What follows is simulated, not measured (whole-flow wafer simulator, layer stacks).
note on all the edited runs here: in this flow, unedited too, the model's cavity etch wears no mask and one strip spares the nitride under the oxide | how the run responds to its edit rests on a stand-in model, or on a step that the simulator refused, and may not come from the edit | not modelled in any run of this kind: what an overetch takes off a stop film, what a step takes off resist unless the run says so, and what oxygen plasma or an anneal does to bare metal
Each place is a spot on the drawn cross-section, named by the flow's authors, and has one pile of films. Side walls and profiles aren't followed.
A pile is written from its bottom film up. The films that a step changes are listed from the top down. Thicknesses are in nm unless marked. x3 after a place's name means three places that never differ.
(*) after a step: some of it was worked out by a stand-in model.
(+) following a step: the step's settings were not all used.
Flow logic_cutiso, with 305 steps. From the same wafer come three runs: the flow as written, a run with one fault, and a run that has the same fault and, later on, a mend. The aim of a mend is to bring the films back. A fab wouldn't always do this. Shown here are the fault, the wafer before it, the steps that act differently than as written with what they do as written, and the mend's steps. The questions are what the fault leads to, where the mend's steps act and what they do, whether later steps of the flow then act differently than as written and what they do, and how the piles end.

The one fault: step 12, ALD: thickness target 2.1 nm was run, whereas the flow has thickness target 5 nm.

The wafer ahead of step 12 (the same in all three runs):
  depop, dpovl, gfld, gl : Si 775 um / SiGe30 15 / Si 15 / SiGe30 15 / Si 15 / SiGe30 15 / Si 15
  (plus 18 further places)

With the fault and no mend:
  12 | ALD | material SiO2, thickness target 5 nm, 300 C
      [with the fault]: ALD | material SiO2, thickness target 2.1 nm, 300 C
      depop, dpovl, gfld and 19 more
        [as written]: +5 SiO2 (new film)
        [with the fault]: +2.1 SiO2 (new film)
  Steps later in the flow that act otherwise than as written (not shown: 12 more steps that differ only slightly, by at most 2% or 0.5 nm, whichever is larger):
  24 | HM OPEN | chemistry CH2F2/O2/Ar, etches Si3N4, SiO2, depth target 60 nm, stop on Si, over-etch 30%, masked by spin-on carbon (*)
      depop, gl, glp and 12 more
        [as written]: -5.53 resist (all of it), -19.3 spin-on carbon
        [with the fault]: -5.53 resist (all of it), -17.8 spin-on carbon
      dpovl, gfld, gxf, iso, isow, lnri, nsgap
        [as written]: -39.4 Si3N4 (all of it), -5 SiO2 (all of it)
        [with the fault]: -39.4 Si3N4 (all of it), -2.1 SiO2 (all of it)
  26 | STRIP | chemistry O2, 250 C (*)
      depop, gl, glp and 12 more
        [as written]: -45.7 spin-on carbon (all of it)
        [with the fault]: -47.2 spin-on carbon (all of it)
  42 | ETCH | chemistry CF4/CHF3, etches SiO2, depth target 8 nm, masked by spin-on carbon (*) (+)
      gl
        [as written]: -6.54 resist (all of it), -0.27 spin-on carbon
        [with the fault]: -3.03 resist
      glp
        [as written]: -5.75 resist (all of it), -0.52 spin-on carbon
        [with the fault]: -3.03 resist
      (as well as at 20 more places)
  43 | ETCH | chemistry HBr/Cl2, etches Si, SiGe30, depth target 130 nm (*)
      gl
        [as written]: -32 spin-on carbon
        [with the fault]: -3.51 resist (all of it), -27.1 spin-on carbon
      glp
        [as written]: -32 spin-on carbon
        [with the fault]: -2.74 resist (all of it), -28.2 spin-on carbon
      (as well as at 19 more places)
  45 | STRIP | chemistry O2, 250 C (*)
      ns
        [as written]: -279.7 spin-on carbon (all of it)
        [with the fault]: -286.6 spin-on carbon (all of it)
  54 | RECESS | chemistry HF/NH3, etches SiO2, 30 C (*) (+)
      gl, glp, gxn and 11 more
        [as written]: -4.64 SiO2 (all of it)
        [with the fault]: -1.74 SiO2 (all of it)
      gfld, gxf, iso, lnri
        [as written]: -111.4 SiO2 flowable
        [with the fault]: -108.6 SiO2 flowable
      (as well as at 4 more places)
  When the end is reached, the piles differ only a little from the flow's at the places that both follow, at most by 2% or 0.5 nm, whichever is larger.

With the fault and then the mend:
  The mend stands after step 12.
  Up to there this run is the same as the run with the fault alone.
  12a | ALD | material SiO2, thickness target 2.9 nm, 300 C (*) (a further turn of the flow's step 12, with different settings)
      depop, dpovl, gfld and 19 more
        +2.9 SiO2
  Every later step of the flow that is run acts as written at every place that is followed.
  By the end, the piles equal the flow's at every place that both follow.
